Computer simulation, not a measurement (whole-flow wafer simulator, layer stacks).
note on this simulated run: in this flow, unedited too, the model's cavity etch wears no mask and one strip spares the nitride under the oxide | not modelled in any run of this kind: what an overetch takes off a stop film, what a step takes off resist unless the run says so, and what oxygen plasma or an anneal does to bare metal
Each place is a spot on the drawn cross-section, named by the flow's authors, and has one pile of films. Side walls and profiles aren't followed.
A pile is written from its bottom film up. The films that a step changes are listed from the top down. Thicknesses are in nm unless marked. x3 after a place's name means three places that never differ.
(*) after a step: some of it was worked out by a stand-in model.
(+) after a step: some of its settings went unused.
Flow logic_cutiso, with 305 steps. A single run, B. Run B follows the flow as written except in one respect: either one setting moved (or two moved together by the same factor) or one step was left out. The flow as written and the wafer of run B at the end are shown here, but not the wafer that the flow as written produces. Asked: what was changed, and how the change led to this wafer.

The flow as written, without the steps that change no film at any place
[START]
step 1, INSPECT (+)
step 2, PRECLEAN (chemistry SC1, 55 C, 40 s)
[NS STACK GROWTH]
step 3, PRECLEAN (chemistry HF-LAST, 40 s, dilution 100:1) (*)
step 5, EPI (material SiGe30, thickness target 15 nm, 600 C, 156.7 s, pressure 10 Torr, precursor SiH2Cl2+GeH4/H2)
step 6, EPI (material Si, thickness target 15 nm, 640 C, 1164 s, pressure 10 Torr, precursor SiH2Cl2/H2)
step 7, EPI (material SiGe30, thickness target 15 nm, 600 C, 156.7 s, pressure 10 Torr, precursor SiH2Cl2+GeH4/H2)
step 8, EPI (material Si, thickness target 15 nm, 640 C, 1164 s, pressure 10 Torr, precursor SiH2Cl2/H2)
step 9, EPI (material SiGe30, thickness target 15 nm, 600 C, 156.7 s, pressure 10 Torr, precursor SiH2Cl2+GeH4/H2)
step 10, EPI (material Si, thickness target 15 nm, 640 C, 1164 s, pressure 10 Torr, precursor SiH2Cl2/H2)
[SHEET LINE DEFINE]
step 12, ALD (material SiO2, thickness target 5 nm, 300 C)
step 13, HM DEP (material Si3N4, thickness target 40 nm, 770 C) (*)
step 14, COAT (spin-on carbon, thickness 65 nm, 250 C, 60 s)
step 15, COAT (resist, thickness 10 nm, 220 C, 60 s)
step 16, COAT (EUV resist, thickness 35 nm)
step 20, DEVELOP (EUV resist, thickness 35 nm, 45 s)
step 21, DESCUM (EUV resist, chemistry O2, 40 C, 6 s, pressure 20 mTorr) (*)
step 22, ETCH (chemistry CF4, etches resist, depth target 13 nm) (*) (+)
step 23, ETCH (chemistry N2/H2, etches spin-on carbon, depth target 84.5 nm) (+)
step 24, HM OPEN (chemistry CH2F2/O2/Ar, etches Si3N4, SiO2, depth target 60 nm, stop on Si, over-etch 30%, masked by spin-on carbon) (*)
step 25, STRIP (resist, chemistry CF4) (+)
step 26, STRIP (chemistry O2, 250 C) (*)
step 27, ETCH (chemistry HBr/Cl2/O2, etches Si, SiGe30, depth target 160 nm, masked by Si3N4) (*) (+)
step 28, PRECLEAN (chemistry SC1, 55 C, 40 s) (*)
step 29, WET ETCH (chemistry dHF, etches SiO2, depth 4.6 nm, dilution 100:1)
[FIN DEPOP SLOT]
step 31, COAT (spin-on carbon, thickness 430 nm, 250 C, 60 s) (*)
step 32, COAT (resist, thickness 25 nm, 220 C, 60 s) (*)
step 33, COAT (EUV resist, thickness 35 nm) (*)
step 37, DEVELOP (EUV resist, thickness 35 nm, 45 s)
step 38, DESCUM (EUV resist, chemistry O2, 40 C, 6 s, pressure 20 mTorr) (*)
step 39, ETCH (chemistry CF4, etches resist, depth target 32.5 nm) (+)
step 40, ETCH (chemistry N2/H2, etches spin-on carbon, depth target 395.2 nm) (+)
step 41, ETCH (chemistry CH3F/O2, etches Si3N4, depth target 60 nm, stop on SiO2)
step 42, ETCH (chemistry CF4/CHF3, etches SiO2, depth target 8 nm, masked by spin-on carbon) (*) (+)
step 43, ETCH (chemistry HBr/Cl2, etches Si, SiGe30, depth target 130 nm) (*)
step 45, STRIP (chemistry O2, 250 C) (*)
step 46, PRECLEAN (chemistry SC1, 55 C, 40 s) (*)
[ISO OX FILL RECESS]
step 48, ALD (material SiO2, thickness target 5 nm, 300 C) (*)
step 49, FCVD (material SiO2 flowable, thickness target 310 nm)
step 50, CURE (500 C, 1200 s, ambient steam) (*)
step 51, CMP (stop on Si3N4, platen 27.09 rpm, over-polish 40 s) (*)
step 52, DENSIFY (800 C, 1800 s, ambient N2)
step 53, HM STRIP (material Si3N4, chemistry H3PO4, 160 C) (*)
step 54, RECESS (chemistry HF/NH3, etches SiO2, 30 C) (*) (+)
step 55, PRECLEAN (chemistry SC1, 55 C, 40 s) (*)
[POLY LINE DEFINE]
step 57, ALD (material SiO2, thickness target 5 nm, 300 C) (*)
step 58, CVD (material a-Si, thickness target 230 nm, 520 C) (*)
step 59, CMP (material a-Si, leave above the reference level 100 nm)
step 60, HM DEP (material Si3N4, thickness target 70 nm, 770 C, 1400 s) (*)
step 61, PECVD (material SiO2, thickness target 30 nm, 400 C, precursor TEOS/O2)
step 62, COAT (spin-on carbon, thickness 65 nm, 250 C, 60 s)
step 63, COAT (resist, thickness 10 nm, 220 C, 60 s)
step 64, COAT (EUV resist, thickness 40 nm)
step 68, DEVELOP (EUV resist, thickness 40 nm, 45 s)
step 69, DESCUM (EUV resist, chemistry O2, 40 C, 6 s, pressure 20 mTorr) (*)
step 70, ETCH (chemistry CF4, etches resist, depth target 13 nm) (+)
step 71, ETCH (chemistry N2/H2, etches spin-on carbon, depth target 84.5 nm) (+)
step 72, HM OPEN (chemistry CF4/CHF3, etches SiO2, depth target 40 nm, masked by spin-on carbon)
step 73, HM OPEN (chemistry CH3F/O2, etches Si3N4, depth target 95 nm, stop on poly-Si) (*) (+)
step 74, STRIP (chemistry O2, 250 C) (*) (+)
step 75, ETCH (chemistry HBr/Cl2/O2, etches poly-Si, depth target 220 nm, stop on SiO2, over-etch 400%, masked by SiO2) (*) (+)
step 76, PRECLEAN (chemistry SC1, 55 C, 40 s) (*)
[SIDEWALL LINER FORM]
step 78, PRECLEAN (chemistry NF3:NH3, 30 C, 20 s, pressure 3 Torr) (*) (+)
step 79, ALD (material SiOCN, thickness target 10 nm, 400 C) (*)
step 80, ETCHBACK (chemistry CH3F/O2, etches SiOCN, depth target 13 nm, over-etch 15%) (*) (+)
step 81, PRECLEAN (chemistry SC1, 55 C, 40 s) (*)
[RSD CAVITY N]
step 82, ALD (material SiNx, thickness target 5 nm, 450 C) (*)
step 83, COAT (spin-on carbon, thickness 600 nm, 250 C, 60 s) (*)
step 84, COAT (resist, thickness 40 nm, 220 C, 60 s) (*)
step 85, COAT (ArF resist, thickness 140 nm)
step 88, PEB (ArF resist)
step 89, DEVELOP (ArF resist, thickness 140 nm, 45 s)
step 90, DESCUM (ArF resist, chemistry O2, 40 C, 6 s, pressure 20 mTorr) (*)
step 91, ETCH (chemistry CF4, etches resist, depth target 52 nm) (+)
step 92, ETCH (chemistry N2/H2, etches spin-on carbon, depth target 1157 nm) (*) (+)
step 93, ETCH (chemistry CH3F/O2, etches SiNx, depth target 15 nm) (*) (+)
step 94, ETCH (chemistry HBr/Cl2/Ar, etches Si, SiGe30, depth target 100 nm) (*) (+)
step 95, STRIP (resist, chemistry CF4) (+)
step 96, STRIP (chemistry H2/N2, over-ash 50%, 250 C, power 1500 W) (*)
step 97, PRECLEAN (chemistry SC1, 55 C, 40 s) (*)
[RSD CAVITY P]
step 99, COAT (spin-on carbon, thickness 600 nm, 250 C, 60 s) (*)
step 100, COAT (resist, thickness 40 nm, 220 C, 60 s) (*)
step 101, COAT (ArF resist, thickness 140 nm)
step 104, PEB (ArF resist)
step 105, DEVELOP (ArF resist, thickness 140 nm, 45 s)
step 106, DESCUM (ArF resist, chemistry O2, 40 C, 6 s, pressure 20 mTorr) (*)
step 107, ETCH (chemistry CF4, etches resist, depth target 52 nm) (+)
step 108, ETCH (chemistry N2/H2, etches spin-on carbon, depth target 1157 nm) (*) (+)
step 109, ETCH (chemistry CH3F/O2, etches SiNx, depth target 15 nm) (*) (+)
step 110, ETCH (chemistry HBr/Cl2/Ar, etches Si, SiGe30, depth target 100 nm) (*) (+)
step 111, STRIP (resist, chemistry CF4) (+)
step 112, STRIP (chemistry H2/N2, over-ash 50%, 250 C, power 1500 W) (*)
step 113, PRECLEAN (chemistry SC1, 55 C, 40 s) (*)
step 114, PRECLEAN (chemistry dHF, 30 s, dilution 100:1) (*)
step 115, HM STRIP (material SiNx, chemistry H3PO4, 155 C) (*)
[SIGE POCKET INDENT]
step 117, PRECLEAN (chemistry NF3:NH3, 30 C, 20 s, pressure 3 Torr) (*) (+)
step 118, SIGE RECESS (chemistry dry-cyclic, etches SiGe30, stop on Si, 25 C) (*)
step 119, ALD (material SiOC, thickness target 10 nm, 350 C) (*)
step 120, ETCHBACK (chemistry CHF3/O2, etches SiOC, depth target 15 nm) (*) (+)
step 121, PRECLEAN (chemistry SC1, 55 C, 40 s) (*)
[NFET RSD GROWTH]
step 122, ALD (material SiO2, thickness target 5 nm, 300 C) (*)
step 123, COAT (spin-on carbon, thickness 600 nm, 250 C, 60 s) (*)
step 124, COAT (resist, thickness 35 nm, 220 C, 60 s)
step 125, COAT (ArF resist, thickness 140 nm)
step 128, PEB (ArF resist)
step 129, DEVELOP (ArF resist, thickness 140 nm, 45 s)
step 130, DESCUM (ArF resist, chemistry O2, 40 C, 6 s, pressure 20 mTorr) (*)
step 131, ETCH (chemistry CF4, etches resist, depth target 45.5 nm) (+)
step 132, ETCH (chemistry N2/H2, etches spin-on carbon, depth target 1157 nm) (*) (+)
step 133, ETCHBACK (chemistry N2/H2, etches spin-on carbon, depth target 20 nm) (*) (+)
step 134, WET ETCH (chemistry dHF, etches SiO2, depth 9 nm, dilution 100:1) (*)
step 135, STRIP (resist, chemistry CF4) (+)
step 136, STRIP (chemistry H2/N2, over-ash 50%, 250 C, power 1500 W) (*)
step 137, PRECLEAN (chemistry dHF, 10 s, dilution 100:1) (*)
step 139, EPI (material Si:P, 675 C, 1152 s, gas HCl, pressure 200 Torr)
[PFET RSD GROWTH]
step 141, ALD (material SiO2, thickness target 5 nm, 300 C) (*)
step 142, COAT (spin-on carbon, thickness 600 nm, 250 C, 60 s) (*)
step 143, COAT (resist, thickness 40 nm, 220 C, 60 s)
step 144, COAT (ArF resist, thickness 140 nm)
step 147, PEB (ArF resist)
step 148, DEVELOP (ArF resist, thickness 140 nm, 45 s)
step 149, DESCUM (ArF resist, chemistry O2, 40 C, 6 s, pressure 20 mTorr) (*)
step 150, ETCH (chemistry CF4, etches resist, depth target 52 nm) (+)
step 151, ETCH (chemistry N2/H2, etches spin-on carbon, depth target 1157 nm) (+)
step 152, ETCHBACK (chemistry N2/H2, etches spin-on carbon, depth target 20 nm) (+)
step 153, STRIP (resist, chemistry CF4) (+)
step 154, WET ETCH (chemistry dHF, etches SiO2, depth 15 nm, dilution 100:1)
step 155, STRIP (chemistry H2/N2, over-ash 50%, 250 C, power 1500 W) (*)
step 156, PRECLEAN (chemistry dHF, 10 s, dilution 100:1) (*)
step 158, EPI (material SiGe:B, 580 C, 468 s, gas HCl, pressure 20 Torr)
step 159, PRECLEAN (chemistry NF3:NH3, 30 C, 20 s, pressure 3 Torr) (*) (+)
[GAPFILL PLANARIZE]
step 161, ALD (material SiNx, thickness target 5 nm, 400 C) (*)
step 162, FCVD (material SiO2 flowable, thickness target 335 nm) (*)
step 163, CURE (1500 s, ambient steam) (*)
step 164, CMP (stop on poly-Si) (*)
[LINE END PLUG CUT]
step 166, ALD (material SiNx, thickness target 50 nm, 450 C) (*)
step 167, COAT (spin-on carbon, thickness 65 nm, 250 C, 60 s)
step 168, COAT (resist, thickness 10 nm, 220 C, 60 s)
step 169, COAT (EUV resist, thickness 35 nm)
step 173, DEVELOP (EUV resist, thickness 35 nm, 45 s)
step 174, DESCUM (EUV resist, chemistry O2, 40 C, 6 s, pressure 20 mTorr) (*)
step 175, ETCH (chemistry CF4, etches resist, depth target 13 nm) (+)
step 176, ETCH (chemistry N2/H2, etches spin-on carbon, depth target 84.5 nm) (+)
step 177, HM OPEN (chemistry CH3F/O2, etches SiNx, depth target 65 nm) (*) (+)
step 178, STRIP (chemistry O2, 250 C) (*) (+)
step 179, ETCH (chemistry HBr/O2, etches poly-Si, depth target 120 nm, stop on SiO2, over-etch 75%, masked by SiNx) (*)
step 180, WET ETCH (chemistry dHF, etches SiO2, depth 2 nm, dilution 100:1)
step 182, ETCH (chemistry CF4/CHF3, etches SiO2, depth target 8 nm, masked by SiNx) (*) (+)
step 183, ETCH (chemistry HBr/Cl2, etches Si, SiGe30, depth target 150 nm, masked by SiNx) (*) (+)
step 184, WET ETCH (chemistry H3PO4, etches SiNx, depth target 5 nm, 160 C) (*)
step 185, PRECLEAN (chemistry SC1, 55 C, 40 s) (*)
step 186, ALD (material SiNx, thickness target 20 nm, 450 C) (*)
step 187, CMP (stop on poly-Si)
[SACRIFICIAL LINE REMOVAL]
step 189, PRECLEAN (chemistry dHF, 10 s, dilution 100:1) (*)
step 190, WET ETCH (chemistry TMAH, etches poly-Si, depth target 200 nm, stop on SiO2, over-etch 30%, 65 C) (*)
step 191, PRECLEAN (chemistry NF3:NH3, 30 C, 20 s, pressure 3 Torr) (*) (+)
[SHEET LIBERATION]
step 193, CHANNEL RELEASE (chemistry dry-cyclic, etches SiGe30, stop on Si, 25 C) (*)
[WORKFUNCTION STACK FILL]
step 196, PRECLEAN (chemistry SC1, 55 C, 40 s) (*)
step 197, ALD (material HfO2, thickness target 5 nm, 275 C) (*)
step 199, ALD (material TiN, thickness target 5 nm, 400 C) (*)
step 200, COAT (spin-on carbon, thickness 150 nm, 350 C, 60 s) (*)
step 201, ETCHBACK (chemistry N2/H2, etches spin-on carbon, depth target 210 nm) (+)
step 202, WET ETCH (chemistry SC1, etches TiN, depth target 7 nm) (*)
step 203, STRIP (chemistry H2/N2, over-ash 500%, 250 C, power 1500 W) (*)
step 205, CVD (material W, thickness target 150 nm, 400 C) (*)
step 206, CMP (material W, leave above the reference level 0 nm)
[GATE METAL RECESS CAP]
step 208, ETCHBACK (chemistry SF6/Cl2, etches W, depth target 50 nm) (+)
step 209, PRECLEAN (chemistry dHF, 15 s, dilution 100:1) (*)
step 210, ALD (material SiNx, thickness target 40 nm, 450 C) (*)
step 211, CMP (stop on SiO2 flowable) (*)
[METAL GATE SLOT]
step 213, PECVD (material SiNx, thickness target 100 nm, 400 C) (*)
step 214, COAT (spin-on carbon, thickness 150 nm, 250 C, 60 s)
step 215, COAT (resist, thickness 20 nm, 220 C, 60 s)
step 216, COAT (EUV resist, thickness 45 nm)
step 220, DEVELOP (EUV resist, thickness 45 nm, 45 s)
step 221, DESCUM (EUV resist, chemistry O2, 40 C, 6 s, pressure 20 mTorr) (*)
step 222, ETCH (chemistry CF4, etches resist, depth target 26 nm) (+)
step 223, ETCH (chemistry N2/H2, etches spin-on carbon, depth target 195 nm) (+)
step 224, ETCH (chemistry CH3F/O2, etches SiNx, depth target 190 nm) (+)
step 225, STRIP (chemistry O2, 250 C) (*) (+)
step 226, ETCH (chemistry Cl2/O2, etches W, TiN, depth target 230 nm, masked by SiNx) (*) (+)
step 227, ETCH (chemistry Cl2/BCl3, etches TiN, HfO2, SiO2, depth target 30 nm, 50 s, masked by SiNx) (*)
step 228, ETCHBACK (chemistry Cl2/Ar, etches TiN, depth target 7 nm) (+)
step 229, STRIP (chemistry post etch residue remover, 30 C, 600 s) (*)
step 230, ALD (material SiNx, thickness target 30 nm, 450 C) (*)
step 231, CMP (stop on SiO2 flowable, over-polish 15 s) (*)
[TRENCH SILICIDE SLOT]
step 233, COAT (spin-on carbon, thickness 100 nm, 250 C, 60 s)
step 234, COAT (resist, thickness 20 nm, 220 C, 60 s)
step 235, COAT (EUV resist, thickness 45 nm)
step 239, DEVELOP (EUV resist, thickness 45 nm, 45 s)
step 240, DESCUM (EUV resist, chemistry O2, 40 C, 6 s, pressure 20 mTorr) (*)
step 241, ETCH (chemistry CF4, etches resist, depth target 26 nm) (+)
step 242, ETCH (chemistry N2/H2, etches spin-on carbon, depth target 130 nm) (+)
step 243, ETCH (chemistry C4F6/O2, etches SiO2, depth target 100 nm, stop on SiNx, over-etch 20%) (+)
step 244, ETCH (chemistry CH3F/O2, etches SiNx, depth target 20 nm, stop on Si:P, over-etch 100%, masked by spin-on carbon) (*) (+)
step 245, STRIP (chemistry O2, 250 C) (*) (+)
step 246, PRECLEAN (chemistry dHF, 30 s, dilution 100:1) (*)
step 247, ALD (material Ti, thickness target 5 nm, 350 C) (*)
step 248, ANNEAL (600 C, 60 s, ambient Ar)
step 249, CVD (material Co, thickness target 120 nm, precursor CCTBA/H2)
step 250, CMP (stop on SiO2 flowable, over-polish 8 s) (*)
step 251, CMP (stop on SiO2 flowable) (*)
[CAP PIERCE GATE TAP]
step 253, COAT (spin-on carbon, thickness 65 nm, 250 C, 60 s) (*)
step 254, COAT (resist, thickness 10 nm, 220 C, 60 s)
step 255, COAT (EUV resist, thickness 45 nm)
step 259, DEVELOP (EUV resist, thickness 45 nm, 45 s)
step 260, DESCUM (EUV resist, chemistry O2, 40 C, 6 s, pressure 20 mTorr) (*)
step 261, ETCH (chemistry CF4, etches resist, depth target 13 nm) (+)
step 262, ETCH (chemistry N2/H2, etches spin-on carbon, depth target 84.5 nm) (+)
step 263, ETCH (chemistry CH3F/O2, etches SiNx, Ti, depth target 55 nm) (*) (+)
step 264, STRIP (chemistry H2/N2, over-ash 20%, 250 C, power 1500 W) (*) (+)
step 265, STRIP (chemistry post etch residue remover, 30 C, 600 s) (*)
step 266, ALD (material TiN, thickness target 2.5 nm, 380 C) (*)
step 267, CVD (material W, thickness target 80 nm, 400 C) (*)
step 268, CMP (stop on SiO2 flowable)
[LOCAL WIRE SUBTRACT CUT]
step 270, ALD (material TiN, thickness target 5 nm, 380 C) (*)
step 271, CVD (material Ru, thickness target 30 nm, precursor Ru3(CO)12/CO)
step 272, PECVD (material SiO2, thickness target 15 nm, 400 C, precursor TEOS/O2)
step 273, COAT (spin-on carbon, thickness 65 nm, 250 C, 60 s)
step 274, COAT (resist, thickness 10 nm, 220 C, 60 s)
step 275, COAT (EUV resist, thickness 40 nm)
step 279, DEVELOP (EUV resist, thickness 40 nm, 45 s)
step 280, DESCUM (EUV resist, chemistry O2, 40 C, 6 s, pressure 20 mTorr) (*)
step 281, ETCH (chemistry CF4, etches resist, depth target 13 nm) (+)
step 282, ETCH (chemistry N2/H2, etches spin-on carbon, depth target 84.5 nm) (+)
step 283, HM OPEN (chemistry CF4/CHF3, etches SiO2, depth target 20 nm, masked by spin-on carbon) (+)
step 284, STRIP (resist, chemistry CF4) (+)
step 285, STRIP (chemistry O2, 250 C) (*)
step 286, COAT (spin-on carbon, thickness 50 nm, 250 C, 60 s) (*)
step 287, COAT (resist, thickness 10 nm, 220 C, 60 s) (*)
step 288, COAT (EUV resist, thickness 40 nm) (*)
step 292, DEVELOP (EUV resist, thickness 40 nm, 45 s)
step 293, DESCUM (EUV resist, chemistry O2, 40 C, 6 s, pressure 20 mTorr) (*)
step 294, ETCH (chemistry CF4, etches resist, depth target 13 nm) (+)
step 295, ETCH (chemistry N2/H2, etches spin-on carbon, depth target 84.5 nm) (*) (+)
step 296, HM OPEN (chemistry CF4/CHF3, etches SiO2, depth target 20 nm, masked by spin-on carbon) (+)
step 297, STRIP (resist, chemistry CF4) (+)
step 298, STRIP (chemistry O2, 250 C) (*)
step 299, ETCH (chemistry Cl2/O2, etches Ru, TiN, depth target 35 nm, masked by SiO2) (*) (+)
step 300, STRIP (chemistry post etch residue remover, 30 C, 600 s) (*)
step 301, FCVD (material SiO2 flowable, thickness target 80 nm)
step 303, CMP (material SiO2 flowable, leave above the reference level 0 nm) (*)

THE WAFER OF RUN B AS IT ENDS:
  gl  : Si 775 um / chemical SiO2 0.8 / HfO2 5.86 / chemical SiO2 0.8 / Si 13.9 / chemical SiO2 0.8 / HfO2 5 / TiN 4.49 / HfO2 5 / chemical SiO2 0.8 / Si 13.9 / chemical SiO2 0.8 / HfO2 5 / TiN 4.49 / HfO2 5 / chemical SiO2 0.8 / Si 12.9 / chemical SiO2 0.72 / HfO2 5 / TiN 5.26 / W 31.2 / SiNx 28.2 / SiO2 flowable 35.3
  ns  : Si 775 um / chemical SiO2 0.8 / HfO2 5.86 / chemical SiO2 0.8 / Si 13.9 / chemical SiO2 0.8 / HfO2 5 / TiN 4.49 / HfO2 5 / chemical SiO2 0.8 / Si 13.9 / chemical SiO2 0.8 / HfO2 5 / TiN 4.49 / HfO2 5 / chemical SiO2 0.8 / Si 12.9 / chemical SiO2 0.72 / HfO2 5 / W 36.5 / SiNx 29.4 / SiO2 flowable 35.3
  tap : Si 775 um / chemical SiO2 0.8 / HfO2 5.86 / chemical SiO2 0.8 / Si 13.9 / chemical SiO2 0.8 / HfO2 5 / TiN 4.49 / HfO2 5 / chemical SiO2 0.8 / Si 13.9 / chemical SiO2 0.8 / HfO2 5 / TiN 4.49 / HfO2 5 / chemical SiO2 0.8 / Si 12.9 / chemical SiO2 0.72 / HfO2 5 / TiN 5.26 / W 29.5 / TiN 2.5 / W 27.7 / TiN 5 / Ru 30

The reason: step 5, EPI: 66.6 s was run, though the flow has 156.7 s.

How this came from the change, step by step:
  step 5, EPI (material SiGe30, thickness target 15 nm, 600 C, 156.7 s, pressure 10 Torr, precursor SiH2Cl2+GeH4/H2)
      depop, dpovl, gfld and 19 more: +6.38 SiGe30 (new film) (it would be, as written: +15 SiGe30 (new film))
  step 27, ETCH (chemistry HBr/Cl2/O2, etches Si, SiGe30, depth target 160 nm, masked by Si3N4) (*) (+)
      gfld, gxf, iso, lnri: -0.79 chemical SiO2 (all of it), -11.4 Si (all of it), -15 SiGe30 (all of it), -15 Si (all of it), -15 SiGe30 (all of it), -15 Si (all of it), -6.38 SiGe30 (all of it), -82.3 Si (it would be, as written: -0.79 chemical SiO2 (all of it), -11.4 Si (all of it), -15 SiGe30 (all of it), -15 Si (all of it), -15 SiGe30 (all of it), -15 Si (all of it), -15 SiGe30 (all of it), -73.6 Si)
      dpovl, nsgap: -0.79 chemical SiO2 (all of it), -11.8 Si (all of it), -15 SiGe30 (all of it), -15 Si (all of it), -15 SiGe30 (all of it), -15 Si (all of it), -6.38 SiGe30 (all of it), -81.9 Si (it would be, as written: -0.79 chemical SiO2 (all of it), -11.8 Si (all of it), -15 SiGe30 (all of it), -15 Si (all of it), -15 SiGe30 (all of it), -15 Si (all of it), -15 SiGe30 (all of it), -73.2 Si)
      (as well as at 1 more place)
  step 43, ETCH (chemistry HBr/Cl2, etches Si, SiGe30, depth target 130 nm) (*)
      depop: -14 Si (all of it), -15 SiGe30 (all of it), -15 Si (all of it), -15 SiGe30 (all of it), -15 Si (all of it), -6.38 SiGe30 (all of it), -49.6 Si (it would be, as written: -14 Si (all of it), -15 SiGe30 (all of it), -15 Si (all of it), -15 SiGe30 (all of it), -15 Si (all of it), -15 SiGe30 (all of it), -41 Si)
  step 94, ETCH (chemistry HBr/Cl2/Ar, etches Si, SiGe30, depth target 100 nm) (*) (+)
      rsdn, rsdx: -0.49 chemical SiO2 (all of it), -12.8 Si (all of it), -15 SiGe30 (all of it), -15 Si (all of it), -15 SiGe30 (all of it), -15 Si (all of it), -6.38 SiGe30 (all of it), -20.8 Si (it would be, as written: -0.49 chemical SiO2 (all of it), -12.8 Si (all of it), -15 SiGe30 (all of it), -15 Si (all of it), -15 SiGe30 (all of it), -15 Si (all of it), -15 SiGe30 (all of it), -12.2 Si)
  step 110, ETCH (chemistry HBr/Cl2/Ar, etches Si, SiGe30, depth target 100 nm) (*) (+)
      rsdp, rsdw: -0.49 chemical SiO2 (all of it), -12.8 Si (all of it), -15 SiGe30 (all of it), -15 Si (all of it), -15 SiGe30 (all of it), -15 Si (all of it), -6.38 SiGe30 (all of it), -20.8 Si (it would be, as written: -0.49 chemical SiO2 (all of it), -12.8 Si (all of it), -15 SiGe30 (all of it), -15 Si (all of it), -15 SiGe30 (all of it), -15 Si (all of it), -15 SiGe30 (all of it), -12.2 Si)
  step 118, SIGE RECESS (chemistry dry-cyclic, etches SiGe30, stop on Si, 25 C) (*)
      lnr, lnrp, lnrt: -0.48 SiOCN, -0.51 Si, +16 cavity (new film), -15 SiGe30 (all of it), -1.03 Si, +16 cavity (new film), -15 SiGe30 (all of it), -1.03 Si, +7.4 cavity (new film), -6.38 SiGe30 (all of it), -0.51 Si (it would be, as written: -0.48 SiOCN, -0.51 Si, +16 cavity (new film), -15 SiGe30 (all of it), -1.03 Si, +16 cavity (new film), -15 SiGe30 (all of it), -1.03 Si, +16 cavity (new film), -15 SiGe30 (all of it), -0.51 Si)
  step 119, ALD (material SiOC, thickness target 10 nm, 350 C) (*)
      lnr, lnrp, lnrt: +10 SiOC (new film), +16 SiOC (new film), -16 cavity (all of it), +16 SiOC (new film), -16 cavity (all of it), +7.4 SiOC (new film), -7.4 cavity (all of it) (it would be, as written: +10 SiOC (new film), +16 SiOC (new film), -16 cavity (all of it), +16 SiOC (new film), -16 cavity (all of it), +16 SiOC (new film), -16 cavity (all of it))
  step 183, ETCH (chemistry HBr/Cl2, etches Si, SiGe30, depth target 150 nm, masked by SiNx) (*) (+)
      plug: -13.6 Si (all of it), -15 SiGe30 (all of it), -15 Si (all of it), -15 SiGe30 (all of it), -15 Si (all of it), -6.38 SiGe30 (all of it), -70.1 Si (it would be, as written: -13.6 Si (all of it), -15 SiGe30 (all of it), -15 Si (all of it), -15 SiGe30 (all of it), -15 Si (all of it), -15 SiGe30 (all of it), -61.4 Si)
  step 193, CHANNEL RELEASE (chemistry dry-cyclic, etches SiGe30, stop on Si, 25 C) (*)
      gl, glp, gxn, gxp, ns, tap: +0.8 chemical SiO2 (new film), -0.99 Si, +0.8 chemical SiO2 (new film), +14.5 cavity (new film), +0.8 chemical SiO2 (new film), -15 SiGe30 (all of it), -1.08 Si, +0.8 chemical SiO2 (new film), +14.5 cavity (new film), +0.8 chemical SiO2 (new film), -15 SiGe30 (all of it), -1.08 Si, +0.8 chemical SiO2 (new film), +5.86 cavity (new film), +0.8 chemical SiO2 (new film), -6.38 SiGe30 (all of it), -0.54 Si (it would be, as written: +0.8 chemical SiO2 (new film), -0.99 Si, +0.8 chemical SiO2 (new film), +14.5 cavity (new film), +0.8 chemical SiO2 (new film), -15 SiGe30 (all of it), -1.08 Si, +0.8 chemical SiO2 (new film), +14.5 cavity (new film), +0.8 chemical SiO2 (new film), -15 SiGe30 (all of it), -1.08 Si, +0.8 chemical SiO2 (new film), +14.5 cavity (new film), +0.8 chemical SiO2 (new film), -15 SiGe30 (all of it), -0.54 Si)
  step 197, ALD (material HfO2, thickness target 5 nm, 275 C) (*)
      gl, glp, gxn, gxp, ns, tap: +5 HfO2 (new film), +5 HfO2 (new film), -10 cavity, +5 HfO2 (new film), +5 HfO2 (new film), -10 cavity, +5 HfO2 (new film), +5.86 HfO2 (new film), -5.86 cavity (all of it) (it would be, as written: +5 HfO2 (new film), +5 HfO2 (new film), -10 cavity, +5 HfO2 (new film), +5 HfO2 (new film), -10 cavity, +5 HfO2 (new film), +5 HfO2 (new film), -10 cavity, +5 HfO2 (new film))
  step 199, ALD (material TiN, thickness target 5 nm, 400 C) (*)
      gl, glp, tap: +5.26 TiN (new film), +4.49 TiN (new film), -4.49 cavity (all of it), +4.49 TiN (new film), -4.49 cavity (all of it) (it would be, as written: +5.26 TiN (new film), +4.49 TiN (new film), -4.49 cavity (all of it), +4.49 TiN (new film), -4.49 cavity (all of it), +4.49 TiN (new film), -4.49 cavity (all of it))
      gxn, gxp, ns: +5 TiN (new film), +4.49 TiN (new film), -4.49 cavity (all of it), +4.49 TiN (new film), -4.49 cavity (all of it) (it would be, as written: +5 TiN (new film), +4.49 TiN (new film), -4.49 cavity (all of it), +4.49 TiN (new film), -4.49 cavity (all of it), +4.49 TiN (new film), -4.49 cavity (all of it))
With metal films that touch counted as one body, gl has 3 bodies (between them, from the top down: HfO2 5 / chemical SiO2 0.72 / Si 12.9 / chemical SiO2 0.8 / HfO2 5; HfO2 5 / chemical SiO2 0.8 / Si 13.9 / chemical SiO2 0.8 / HfO2 5); the flow as written gives 4 bodies (between them, from the top down: HfO2 5 / chemical SiO2 0.72 / Si 12.9 / chemical SiO2 0.8 / HfO2 5; HfO2 5 / chemical SiO2 0.8 / Si 13.9 / chemical SiO2 0.8 / HfO2 5; HfO2 5 / chemical SiO2 0.8 / Si 13.9 / chemical SiO2 0.8 / HfO2 5).
With metal films that touch counted as one body, ns has 3 bodies (between them, from the top down: HfO2 5 / chemical SiO2 0.72 / Si 12.9 / chemical SiO2 0.8 / HfO2 5; HfO2 5 / chemical SiO2 0.8 / Si 13.9 / chemical SiO2 0.8 / HfO2 5); the flow as written gives 4 bodies (between them, from the top down: HfO2 5 / chemical SiO2 0.72 / Si 12.9 / chemical SiO2 0.8 / HfO2 5; HfO2 5 / chemical SiO2 0.8 / Si 13.9 / chemical SiO2 0.8 / HfO2 5; HfO2 5 / chemical SiO2 0.8 / Si 13.9 / chemical SiO2 0.8 / HfO2 5).
With metal films that touch counted as one body, tap has 3 bodies (between them, from the top down: HfO2 5 / chemical SiO2 0.72 / Si 12.9 / chemical SiO2 0.8 / HfO2 5; HfO2 5 / chemical SiO2 0.8 / Si 13.9 / chemical SiO2 0.8 / HfO2 5); the flow as written gives 4 bodies (between them, from the top down: HfO2 5 / chemical SiO2 0.72 / Si 12.9 / chemical SiO2 0.8 / HfO2 5; HfO2 5 / chemical SiO2 0.8 / Si 13.9 / chemical SiO2 0.8 / HfO2 5; HfO2 5 / chemical SiO2 0.8 / Si 13.9 / chemical SiO2 0.8 / HfO2 5).
